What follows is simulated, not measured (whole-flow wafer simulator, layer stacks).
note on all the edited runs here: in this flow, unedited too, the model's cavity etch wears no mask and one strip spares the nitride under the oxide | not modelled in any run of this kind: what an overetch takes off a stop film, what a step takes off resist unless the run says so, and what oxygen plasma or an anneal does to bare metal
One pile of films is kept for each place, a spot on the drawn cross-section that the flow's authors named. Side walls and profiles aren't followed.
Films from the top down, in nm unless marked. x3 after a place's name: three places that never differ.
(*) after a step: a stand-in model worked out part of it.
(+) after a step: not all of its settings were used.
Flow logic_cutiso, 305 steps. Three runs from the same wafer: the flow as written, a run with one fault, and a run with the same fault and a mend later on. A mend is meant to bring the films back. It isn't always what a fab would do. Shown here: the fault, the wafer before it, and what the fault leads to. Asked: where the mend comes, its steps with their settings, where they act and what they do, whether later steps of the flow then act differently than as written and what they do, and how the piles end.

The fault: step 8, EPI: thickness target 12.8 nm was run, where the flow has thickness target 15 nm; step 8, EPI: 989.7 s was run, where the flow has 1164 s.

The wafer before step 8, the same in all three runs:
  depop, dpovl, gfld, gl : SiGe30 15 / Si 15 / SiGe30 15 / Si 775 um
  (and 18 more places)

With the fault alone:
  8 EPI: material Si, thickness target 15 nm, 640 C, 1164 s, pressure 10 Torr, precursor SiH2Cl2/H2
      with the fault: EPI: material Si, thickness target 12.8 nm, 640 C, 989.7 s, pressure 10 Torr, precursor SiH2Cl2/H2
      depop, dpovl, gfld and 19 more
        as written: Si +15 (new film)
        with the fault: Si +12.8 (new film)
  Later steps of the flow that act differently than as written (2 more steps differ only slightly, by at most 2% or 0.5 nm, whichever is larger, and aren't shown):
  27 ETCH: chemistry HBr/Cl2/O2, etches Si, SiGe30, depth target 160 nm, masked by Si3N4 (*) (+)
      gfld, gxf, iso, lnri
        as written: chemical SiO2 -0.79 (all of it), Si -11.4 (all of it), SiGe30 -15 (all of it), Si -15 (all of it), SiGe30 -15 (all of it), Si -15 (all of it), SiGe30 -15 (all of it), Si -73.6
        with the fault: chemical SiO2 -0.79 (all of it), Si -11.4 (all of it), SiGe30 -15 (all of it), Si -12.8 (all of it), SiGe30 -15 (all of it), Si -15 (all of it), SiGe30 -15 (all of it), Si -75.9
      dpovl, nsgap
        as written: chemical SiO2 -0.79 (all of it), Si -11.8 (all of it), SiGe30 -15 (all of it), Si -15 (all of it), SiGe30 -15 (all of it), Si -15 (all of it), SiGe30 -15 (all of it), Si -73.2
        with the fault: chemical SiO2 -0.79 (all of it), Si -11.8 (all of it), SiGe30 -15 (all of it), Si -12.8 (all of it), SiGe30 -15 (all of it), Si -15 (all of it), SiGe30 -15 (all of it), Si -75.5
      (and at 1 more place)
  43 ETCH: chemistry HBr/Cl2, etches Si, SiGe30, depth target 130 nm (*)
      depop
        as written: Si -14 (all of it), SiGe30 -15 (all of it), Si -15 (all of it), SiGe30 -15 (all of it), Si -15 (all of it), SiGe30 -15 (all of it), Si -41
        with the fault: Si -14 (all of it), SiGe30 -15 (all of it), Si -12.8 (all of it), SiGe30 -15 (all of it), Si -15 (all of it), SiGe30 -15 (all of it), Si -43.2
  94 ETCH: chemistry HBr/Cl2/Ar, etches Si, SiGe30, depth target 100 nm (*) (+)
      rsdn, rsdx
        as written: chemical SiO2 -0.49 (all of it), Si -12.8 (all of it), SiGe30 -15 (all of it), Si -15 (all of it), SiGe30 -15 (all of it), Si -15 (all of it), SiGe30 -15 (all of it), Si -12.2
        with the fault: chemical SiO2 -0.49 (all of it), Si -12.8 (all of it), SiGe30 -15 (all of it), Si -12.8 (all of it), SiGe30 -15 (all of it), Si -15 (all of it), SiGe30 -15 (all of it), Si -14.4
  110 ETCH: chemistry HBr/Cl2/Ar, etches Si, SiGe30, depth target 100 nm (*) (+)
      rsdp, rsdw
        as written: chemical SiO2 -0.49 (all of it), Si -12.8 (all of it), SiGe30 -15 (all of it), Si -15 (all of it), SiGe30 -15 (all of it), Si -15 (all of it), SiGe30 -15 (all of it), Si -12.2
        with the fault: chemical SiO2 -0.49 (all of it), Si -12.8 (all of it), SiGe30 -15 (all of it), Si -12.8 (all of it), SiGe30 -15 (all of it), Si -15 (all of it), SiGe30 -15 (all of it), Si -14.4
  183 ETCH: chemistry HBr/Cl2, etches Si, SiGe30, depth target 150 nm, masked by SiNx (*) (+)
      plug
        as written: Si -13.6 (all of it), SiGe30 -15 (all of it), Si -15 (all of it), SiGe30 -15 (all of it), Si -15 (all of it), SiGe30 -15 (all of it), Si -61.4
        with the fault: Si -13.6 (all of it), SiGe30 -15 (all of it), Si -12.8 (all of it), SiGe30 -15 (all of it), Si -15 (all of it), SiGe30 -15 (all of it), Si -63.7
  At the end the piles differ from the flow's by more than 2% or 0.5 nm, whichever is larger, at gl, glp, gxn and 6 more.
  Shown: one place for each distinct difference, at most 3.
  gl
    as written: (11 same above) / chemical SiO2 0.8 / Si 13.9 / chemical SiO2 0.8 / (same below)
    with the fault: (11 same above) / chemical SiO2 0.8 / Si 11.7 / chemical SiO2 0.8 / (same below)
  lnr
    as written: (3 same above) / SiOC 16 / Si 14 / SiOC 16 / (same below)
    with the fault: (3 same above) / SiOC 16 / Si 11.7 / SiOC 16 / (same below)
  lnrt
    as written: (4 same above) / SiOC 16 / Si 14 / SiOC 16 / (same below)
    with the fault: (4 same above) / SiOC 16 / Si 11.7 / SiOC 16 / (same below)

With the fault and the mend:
  The mend comes after step 8.
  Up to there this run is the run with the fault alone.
  8a EPI: material Si, thickness target 2.2 nm, 640 C, 170.8 s, pressure 10 Torr, precursor SiH2Cl2/H2 (the flow's step 8 once more, with other settings)
      depop, dpovl, gfld and 19 more
        Si +2.2
  No later step of the flow acts differently than as written, at any place that is followed, by more than 2% or 0.5 nm, whichever is larger.
  At the end the piles differ from the flow's only slightly at the places that both follow, by at most 2% or 0.5 nm, whichever is larger.
